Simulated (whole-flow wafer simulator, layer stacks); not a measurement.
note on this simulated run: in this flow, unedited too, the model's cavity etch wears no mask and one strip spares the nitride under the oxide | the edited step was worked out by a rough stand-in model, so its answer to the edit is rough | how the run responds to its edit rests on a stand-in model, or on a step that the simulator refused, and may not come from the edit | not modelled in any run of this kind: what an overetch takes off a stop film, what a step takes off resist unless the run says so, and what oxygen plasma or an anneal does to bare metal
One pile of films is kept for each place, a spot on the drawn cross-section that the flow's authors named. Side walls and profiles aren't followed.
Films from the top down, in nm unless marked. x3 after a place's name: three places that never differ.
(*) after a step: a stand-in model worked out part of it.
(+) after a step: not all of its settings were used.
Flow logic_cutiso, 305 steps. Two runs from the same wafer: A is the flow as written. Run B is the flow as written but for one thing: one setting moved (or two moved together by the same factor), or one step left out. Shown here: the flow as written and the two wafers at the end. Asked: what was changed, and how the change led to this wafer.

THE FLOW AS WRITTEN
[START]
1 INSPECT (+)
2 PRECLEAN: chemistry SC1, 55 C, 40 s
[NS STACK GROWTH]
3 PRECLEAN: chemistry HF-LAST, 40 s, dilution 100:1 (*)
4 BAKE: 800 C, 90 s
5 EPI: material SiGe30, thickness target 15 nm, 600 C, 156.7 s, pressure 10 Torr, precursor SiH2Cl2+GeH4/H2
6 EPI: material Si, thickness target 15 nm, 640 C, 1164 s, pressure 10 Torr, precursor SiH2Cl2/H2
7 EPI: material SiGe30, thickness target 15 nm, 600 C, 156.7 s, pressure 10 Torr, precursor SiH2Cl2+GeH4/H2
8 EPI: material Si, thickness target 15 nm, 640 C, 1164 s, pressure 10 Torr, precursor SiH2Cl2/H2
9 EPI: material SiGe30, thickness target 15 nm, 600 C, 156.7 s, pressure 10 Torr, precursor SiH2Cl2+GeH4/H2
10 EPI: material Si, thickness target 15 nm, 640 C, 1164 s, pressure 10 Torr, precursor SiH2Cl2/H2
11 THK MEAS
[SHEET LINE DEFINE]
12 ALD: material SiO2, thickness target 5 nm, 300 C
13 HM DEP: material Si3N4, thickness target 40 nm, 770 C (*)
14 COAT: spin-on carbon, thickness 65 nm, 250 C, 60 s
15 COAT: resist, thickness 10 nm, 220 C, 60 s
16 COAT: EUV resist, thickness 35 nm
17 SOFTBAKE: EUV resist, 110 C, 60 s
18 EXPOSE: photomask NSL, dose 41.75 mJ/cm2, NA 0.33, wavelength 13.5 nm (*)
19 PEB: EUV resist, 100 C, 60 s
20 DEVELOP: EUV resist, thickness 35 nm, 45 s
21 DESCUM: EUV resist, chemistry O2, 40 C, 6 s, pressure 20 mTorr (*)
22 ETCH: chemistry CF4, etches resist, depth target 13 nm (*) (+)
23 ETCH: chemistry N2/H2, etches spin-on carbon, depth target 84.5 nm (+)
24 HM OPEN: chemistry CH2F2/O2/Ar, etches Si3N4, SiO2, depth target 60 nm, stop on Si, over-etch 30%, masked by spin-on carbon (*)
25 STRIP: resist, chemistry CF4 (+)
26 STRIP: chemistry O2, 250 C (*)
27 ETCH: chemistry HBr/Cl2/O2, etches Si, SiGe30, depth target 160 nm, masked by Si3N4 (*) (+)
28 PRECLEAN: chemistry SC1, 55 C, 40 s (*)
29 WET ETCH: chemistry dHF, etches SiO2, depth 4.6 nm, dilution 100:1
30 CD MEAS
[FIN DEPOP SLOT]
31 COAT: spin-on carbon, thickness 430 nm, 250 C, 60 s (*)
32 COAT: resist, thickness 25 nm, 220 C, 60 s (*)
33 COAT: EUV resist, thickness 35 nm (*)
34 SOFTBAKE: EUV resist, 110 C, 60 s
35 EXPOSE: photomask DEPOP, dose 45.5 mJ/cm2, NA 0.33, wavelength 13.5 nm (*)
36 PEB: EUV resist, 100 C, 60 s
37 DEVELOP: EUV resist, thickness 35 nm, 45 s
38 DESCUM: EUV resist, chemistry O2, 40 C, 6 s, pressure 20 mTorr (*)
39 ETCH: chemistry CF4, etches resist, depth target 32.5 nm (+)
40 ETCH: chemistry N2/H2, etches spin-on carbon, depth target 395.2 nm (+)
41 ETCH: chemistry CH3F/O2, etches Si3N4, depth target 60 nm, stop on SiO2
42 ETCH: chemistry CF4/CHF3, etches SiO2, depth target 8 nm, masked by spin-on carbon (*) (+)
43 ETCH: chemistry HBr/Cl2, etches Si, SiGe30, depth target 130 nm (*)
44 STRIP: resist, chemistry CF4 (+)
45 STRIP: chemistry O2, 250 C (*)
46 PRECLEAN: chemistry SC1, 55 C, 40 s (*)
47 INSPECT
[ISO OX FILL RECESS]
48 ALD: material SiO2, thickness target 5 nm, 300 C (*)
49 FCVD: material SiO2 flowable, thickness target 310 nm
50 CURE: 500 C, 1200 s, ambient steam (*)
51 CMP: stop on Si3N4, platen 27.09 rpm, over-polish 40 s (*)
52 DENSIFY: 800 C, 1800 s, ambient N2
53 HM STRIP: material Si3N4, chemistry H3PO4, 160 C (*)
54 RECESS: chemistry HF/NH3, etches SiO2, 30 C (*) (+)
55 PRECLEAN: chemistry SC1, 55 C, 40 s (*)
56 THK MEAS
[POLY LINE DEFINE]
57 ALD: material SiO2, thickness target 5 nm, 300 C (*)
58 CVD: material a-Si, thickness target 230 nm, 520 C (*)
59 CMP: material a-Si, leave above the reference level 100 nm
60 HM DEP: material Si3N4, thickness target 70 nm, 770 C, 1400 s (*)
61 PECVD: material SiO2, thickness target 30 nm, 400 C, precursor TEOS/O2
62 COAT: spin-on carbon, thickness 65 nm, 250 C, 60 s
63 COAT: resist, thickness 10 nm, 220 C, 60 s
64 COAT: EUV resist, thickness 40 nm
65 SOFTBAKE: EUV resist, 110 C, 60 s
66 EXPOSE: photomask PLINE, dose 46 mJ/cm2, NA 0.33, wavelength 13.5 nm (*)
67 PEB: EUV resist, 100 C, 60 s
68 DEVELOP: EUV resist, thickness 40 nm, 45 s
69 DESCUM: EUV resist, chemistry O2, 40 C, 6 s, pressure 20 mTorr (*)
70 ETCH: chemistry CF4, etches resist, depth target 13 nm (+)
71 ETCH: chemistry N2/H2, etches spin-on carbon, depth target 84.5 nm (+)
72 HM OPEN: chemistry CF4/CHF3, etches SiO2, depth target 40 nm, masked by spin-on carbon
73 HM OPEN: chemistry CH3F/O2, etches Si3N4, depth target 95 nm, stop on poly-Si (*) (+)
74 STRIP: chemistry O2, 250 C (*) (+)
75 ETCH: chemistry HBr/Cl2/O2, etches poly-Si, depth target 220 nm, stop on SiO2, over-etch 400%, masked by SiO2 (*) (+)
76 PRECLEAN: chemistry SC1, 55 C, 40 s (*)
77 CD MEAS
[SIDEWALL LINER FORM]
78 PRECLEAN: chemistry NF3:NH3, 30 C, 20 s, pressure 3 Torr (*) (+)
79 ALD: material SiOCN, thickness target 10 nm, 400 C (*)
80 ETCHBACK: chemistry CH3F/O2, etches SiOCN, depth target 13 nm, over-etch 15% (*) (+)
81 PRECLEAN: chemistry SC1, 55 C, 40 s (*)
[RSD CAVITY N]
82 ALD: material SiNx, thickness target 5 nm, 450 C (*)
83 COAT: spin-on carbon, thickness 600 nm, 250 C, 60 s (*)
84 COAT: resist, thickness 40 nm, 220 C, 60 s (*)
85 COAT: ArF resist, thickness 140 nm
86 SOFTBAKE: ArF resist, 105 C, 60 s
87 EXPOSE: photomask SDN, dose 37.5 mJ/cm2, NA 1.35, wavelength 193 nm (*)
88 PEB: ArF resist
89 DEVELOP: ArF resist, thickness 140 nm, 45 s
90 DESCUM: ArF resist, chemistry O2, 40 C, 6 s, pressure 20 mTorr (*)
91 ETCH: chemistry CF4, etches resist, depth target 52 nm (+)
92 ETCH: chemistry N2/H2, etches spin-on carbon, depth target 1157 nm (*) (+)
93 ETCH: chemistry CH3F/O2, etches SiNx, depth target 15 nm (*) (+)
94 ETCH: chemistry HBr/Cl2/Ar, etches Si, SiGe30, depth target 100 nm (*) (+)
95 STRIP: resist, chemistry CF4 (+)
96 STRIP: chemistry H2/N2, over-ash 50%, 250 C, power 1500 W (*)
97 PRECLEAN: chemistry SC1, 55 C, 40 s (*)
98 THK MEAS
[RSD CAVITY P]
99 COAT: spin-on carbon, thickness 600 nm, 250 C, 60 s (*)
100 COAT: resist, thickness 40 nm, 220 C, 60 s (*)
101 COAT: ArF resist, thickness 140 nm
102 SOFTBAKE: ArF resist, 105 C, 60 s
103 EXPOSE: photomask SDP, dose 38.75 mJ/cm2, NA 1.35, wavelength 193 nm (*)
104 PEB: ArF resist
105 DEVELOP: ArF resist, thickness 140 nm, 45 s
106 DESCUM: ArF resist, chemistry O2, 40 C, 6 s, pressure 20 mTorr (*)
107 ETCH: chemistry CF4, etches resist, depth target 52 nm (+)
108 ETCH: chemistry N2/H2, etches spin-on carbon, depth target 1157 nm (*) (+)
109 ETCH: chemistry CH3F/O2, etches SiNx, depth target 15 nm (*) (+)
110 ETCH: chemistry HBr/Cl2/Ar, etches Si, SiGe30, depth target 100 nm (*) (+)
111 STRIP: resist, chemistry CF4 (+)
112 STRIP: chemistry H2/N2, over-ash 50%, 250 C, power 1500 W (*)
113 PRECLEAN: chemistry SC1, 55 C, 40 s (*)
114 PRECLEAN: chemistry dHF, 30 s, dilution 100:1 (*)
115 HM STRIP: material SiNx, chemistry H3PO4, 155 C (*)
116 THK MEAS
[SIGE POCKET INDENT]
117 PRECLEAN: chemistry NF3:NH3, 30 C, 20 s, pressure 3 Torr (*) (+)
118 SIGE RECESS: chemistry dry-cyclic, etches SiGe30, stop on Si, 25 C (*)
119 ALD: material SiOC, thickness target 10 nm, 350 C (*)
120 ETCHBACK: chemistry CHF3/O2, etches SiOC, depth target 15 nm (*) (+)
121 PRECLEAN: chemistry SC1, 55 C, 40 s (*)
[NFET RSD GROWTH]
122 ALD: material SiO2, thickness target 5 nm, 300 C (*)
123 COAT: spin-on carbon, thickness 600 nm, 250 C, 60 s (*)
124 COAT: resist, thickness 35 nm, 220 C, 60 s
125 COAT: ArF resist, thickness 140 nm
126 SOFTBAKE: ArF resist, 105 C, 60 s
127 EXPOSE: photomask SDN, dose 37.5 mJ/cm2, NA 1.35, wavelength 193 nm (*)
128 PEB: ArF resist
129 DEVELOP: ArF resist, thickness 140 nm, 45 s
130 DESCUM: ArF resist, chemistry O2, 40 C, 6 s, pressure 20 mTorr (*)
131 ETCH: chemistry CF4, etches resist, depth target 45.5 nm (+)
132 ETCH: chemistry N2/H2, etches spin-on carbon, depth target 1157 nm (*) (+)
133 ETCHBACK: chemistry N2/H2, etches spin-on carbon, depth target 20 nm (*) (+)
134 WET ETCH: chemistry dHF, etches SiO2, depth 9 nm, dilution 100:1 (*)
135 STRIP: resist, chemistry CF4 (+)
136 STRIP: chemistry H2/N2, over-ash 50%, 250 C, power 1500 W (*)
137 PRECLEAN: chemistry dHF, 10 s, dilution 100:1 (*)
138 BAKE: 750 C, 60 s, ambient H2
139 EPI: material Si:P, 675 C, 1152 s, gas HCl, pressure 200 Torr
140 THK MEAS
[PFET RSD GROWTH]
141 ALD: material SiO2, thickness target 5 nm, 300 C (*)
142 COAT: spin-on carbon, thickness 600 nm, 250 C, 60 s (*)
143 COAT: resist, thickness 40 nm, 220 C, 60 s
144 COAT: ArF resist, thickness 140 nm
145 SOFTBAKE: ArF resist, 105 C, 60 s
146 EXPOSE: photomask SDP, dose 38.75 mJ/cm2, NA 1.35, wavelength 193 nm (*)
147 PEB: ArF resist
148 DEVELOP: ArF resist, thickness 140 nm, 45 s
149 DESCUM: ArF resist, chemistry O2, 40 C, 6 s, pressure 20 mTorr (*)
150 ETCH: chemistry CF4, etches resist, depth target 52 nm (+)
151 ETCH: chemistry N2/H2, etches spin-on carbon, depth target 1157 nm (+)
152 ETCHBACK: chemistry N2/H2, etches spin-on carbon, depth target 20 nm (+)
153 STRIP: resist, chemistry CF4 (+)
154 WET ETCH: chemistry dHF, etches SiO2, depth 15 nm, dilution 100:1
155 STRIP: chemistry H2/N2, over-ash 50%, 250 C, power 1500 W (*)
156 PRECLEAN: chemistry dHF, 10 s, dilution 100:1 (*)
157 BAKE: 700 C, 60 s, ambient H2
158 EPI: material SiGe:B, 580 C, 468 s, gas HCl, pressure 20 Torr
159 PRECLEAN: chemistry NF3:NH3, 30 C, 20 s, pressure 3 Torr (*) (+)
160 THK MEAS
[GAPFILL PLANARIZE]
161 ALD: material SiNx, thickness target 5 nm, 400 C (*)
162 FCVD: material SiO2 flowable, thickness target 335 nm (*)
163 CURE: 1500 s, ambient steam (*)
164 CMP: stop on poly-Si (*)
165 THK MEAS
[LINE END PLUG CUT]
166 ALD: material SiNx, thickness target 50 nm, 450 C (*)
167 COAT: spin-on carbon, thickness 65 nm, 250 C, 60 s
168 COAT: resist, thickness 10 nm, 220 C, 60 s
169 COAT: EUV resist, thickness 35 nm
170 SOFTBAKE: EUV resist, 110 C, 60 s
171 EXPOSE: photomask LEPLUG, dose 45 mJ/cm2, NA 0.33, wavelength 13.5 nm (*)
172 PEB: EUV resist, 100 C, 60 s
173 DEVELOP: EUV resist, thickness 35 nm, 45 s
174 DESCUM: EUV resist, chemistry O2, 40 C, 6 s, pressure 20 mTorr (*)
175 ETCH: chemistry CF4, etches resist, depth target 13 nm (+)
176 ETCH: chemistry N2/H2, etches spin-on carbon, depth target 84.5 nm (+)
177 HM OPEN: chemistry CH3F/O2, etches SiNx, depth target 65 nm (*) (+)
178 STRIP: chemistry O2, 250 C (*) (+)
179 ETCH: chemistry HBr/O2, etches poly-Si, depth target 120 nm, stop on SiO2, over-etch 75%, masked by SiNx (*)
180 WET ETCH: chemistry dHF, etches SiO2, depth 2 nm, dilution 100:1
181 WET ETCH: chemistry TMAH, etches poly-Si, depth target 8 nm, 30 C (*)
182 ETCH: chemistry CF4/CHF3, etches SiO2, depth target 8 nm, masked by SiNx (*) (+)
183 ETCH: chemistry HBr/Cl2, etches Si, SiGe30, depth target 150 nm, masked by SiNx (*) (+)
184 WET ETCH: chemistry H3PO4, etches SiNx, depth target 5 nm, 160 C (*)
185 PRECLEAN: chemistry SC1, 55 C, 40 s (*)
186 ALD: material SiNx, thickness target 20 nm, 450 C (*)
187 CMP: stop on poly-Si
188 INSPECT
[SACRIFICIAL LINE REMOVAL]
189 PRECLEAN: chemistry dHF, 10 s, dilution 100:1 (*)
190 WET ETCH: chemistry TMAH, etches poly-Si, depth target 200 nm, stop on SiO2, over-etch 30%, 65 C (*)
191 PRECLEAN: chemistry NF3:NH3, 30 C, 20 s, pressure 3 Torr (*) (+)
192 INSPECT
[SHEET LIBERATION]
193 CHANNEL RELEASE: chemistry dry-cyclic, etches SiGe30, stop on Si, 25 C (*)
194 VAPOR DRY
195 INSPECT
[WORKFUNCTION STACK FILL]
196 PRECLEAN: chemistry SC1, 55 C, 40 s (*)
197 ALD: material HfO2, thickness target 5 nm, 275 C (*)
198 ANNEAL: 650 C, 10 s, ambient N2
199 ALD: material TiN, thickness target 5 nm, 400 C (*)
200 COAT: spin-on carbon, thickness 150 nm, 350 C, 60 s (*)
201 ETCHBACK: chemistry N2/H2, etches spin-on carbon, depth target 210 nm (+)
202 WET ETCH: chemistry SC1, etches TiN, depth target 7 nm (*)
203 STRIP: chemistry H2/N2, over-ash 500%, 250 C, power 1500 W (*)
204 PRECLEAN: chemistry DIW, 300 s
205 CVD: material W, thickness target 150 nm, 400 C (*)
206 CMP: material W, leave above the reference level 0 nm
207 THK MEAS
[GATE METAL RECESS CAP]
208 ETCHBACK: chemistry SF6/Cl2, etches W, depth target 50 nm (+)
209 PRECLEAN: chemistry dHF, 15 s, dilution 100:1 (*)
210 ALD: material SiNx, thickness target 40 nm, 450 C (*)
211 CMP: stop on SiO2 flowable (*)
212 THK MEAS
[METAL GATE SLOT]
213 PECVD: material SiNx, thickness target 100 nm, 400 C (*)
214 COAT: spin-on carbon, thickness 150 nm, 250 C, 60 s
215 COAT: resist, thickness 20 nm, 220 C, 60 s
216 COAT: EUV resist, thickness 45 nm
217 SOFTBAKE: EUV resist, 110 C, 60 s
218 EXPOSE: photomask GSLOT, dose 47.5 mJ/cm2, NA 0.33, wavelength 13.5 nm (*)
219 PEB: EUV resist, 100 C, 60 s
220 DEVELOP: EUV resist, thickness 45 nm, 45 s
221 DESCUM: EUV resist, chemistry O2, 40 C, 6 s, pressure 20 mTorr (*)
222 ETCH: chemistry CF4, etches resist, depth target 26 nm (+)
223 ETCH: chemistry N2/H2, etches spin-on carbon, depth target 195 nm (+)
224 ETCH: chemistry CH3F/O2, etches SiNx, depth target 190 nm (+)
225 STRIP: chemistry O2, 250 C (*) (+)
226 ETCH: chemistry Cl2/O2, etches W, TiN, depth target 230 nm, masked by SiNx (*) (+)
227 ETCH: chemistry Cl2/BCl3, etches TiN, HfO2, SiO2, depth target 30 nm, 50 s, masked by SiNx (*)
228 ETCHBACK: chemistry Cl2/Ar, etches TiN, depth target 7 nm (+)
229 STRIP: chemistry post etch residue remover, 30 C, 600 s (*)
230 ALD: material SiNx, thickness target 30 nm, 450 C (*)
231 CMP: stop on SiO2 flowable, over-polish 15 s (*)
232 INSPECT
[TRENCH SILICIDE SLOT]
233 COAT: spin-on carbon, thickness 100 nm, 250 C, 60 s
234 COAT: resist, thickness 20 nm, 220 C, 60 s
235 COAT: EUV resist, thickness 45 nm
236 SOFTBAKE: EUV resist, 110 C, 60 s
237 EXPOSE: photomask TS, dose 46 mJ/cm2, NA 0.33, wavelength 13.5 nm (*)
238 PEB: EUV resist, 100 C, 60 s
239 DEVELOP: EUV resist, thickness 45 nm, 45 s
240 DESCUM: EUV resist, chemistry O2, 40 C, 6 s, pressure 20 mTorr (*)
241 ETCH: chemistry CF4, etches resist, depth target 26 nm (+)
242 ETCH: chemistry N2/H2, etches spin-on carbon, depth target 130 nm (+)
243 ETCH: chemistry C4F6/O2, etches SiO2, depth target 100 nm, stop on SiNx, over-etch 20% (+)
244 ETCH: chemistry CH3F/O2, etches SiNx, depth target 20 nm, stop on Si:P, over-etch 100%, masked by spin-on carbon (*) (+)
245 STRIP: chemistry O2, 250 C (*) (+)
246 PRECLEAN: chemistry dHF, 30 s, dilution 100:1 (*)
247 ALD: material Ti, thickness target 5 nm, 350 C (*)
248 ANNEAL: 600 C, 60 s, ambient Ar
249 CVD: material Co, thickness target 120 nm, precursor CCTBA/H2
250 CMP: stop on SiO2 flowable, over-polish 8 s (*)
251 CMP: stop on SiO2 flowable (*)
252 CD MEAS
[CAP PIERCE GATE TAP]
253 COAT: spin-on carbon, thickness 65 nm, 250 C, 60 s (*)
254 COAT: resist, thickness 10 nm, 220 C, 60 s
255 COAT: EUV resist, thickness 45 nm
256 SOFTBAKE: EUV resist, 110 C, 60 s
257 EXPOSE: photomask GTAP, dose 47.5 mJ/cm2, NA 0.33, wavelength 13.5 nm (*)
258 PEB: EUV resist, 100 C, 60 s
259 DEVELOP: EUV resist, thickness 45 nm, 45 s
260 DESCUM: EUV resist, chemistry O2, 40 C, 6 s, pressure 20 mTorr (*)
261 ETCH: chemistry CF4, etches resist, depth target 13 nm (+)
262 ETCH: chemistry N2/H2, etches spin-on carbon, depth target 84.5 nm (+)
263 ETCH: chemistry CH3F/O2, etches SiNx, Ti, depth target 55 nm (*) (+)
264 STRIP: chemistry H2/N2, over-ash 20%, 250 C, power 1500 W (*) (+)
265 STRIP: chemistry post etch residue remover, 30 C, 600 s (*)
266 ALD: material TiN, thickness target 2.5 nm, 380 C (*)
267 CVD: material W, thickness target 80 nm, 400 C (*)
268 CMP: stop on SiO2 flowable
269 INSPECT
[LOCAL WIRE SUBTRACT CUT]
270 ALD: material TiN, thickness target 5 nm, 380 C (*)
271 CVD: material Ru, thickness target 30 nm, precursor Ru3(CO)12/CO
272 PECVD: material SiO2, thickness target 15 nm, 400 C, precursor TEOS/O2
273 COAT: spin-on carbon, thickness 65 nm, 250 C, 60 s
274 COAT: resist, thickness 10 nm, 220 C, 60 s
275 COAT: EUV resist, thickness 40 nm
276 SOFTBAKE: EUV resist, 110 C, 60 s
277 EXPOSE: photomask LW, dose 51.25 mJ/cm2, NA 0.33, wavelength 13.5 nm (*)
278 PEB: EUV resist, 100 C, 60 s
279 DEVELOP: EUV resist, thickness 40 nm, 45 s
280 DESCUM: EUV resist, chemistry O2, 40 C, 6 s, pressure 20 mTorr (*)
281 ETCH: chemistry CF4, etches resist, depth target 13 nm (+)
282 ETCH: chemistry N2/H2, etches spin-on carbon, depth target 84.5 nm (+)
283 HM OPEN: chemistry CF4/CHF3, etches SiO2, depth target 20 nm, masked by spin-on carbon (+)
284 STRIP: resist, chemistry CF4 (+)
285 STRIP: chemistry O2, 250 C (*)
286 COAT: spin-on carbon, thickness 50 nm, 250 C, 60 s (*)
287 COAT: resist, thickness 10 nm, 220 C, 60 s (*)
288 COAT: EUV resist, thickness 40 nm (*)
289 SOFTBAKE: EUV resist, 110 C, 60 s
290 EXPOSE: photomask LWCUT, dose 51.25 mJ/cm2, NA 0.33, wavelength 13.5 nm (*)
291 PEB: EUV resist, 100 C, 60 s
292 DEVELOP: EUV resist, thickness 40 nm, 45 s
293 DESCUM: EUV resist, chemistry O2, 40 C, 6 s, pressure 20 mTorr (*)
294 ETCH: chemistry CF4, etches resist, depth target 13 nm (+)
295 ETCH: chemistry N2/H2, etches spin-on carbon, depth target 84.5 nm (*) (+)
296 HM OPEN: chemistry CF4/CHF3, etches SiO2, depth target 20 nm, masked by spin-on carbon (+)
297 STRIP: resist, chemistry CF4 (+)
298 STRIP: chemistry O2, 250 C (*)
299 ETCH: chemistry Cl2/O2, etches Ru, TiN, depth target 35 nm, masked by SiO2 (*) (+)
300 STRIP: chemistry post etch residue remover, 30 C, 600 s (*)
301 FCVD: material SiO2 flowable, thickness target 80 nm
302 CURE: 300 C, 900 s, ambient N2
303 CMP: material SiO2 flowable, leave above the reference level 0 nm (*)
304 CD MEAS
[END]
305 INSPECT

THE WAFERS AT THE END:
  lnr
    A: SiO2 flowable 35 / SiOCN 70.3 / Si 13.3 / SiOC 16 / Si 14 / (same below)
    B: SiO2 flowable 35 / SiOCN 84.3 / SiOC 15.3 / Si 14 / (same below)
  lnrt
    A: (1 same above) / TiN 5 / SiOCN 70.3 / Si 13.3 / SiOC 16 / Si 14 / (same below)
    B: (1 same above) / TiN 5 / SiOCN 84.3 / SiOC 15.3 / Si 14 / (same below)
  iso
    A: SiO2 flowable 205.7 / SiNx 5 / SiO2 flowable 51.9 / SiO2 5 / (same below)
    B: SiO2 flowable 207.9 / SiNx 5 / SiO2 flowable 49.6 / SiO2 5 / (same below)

The cause: step 75, ETCH: depth target 308 nm was run, where the flow has depth target 220 nm.

How the change led to this, step by step:
  75 ETCH: chemistry HBr/Cl2/O2, etches poly-Si, depth target 220 nm, stop on SiO2, over-etch 400%, masked by SiO2 (*) (+)
      lnr, lnrp, lnrt, rsdn, rsdp, rsdw, rsdx: A chemical SiO2 -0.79 (all of it), poly-Si -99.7 (all of it), SiO2 -5 (all of it) | B chemical SiO2 -0.79 (all of it), poly-Si -99.7 (all of it), SiO2 -5 (all of it), chemical SiO2 -0.49 (all of it), Si -13.9 (all of it)
      iso, lnri: A chemical SiO2 -0.79 (all of it), poly-Si -189.1 (all of it), SiO2 -4.55 | B chemical SiO2 -0.79 (all of it), poly-Si -189.1 (all of it), SiO2 -5 (all of it), SiO2 flowable -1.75
  80 ETCHBACK: chemistry CH3F/O2, etches SiOCN, depth target 13 nm, over-etch 15% (*) (+)
      rsdn, rsdp, rsdw, rsdx: A SiOCN -10 (all of it), Si -0.7 | B SiOCN -10 (all of it), SiGe30 -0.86
      lnr, lnrp, lnrt: A SiOCN +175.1 | B SiOCN +189.1
  94 ETCH: chemistry HBr/Cl2/Ar, etches Si, SiGe30, depth target 100 nm (*) (+)
      rsdn, rsdx: A chemical SiO2 -0.49 (all of it), Si -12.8 (all of it), SiGe30 -15 (all of it), Si -15 (all of it), SiGe30 -15 (all of it), Si -15 (all of it), SiGe30 -15 (all of it), Si -12.2 | B chemical SiO2 -0.49 (all of it), SiGe30 -13.7 (all of it), Si -15 (all of it), SiGe30 -15 (all of it), Si -15 (all of it), SiGe30 -15 (all of it), Si -26.3
  110 ETCH: chemistry HBr/Cl2/Ar, etches Si, SiGe30, depth target 100 nm (*) (+)
      rsdp, rsdw: A chemical SiO2 -0.49 (all of it), Si -12.8 (all of it), SiGe30 -15 (all of it), Si -15 (all of it), SiGe30 -15 (all of it), Si -15 (all of it), SiGe30 -15 (all of it), Si -12.2 | B chemical SiO2 -0.49 (all of it), SiGe30 -13.7 (all of it), Si -15 (all of it), SiGe30 -15 (all of it), Si -15 (all of it), SiGe30 -15 (all of it), Si -26.3
  118 SIGE RECESS: chemistry dry-cyclic, etches SiGe30, stop on Si, 25 C (*)
      lnr, lnrp, lnrt: A SiOCN -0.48, Si -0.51, cavity +16 (new film), SiGe30 -15 (all of it), Si -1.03, cavity +16 (new film), SiGe30 -15 (all of it), Si -1.03, cavity +16 (new film), SiGe30 -15 (all of it), Si -0.51 | B SiOCN -0.48, cavity +15.3 (new film), SiGe30 -14.8 (all of it), Si -1.03, cavity +16 (new film), SiGe30 -15 (all of it), Si -1.03, cavity +16 (new film), SiGe30 -15 (all of it), Si -0.51
  119 ALD: material SiOC, thickness target 10 nm, 350 C (*)
      lnr, lnrp, lnrt: A SiOC +10 (new film), SiOC +16 (new film), cavity -16 (all of it), SiOC +16 (new film), cavity -16 (all of it), SiOC +16 (new film), cavity -16 (all of it) | B SiOC +10 (new film), SiOC +15.3 (new film), cavity -15.3 (all of it), SiOC +16 (new film), cavity -16 (all of it), SiOC +16 (new film), cavity -16 (all of it)
  135 STRIP: resist, chemistry CF4 (+)
      gl: A Si3N4 -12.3 | B Si3N4 -11.7
  139 EPI: material Si:P, 675 C, 1152 s, gas HCl, pressure 200 Torr
      rsdn, rsdx: A Si:P +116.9 (new film) | B Si:P +131 (new film)
  141 ALD: material SiO2, thickness target 5 nm, 300 C (*)
      gxn: A SiO2 +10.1 (new film) | B SiO2 +6.14 (new film)
  158 EPI: material SiGe:B, 580 C, 468 s, gas HCl, pressure 20 Torr
      rsdp, rsdw: A SiGe:B +116.8 (new film) | B SiGe:B +131 (new film)
  159 PRECLEAN: chemistry NF3:NH3, 30 C, 20 s, pressure 3 Torr (*) (+)
      gxn: A SiO2 -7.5 | B SiO2 -4.62 (all of it), Si3N4 -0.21
  164 CMP: stop on poly-Si (*)
      gxn: A SiO2 flowable -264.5 (all of it), SiNx -5 (all of it), SiO2 -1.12 (all of it), Si3N4 -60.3 (all of it) | B SiO2 flowable -265.4 (all of it), SiNx -5 (all of it), Si3N4 -60.4 (all of it)
